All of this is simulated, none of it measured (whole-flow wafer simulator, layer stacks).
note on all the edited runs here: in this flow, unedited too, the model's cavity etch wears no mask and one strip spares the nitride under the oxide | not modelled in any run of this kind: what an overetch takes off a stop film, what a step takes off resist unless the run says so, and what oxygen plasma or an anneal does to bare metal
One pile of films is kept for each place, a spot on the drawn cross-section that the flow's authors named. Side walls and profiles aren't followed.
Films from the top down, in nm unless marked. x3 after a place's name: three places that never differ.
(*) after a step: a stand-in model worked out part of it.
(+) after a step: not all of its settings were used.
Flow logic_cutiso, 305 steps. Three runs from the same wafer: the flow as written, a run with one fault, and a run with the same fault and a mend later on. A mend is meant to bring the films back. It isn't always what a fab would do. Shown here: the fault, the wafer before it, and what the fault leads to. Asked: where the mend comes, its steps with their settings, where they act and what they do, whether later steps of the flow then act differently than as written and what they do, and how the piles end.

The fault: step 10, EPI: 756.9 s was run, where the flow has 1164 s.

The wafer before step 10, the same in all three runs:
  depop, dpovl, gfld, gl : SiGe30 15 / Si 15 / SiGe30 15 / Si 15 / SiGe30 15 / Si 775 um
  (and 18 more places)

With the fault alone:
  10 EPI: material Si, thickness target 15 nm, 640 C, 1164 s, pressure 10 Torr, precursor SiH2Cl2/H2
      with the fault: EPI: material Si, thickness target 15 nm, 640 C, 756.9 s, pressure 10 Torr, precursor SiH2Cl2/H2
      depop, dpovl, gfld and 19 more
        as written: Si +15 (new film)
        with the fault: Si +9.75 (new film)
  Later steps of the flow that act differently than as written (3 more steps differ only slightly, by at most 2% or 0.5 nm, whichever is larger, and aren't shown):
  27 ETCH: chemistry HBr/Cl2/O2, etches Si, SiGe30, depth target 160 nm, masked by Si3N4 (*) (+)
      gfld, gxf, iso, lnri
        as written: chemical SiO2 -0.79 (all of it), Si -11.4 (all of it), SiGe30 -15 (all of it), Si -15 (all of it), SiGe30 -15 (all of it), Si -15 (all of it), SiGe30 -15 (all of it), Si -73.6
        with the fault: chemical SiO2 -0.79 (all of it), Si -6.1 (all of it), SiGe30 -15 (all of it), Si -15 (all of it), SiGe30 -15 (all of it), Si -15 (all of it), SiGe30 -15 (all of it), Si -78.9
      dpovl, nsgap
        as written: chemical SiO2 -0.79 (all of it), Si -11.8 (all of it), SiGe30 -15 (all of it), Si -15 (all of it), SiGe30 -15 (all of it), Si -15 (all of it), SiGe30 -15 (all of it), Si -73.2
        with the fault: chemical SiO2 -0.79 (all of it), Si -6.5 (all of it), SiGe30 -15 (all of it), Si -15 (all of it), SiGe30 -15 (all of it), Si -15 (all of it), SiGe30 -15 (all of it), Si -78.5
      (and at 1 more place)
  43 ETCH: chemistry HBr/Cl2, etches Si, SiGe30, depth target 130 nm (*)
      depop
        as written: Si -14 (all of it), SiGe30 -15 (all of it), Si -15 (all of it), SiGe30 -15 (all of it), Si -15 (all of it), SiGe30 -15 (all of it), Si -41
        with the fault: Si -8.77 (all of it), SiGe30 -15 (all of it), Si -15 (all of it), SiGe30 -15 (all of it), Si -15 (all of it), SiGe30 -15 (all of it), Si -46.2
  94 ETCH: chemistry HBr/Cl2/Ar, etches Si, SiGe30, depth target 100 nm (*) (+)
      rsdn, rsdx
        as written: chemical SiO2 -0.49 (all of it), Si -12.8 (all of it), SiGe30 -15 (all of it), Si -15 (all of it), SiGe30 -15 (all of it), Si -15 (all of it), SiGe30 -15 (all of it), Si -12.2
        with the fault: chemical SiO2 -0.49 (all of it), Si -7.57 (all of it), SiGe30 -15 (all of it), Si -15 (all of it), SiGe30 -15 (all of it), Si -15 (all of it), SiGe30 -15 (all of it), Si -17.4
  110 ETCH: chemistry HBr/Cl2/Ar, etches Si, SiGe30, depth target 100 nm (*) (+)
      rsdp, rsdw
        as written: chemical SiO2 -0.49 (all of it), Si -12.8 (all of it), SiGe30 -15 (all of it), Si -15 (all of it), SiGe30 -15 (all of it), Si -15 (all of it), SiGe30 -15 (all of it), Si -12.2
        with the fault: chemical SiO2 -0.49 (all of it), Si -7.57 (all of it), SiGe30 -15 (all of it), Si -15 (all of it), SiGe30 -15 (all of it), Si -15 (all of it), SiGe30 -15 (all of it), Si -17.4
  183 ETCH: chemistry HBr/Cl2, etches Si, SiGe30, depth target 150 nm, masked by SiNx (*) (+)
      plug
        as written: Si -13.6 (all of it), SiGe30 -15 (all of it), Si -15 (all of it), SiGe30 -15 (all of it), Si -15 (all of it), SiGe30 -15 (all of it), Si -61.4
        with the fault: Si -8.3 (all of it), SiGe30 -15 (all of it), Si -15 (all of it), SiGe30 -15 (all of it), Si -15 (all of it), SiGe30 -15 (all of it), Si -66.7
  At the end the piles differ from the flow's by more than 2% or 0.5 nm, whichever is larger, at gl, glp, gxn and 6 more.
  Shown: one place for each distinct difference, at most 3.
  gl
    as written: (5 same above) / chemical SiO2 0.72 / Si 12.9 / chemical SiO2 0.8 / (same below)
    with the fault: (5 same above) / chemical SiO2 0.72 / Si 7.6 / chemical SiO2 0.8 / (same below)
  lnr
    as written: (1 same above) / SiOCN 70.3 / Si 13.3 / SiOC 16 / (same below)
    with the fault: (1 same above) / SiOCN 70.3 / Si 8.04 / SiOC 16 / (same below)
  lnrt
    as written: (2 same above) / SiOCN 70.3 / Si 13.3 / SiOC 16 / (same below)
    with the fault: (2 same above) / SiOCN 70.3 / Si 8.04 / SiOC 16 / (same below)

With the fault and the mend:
  The mend comes after step 11.
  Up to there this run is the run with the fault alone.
  11a EPI: material Si, thickness target 15 nm, 640 C, 407.5 s, pressure 10 Torr, precursor SiH2Cl2/H2 (the flow's step 10 once more, with other settings)
      depop, dpovl, gfld and 19 more
        Si +5.25
  No later step of the flow acts differently than as written at any place that is followed.
  At the end the piles are the same as the flow's at every place that both follow.
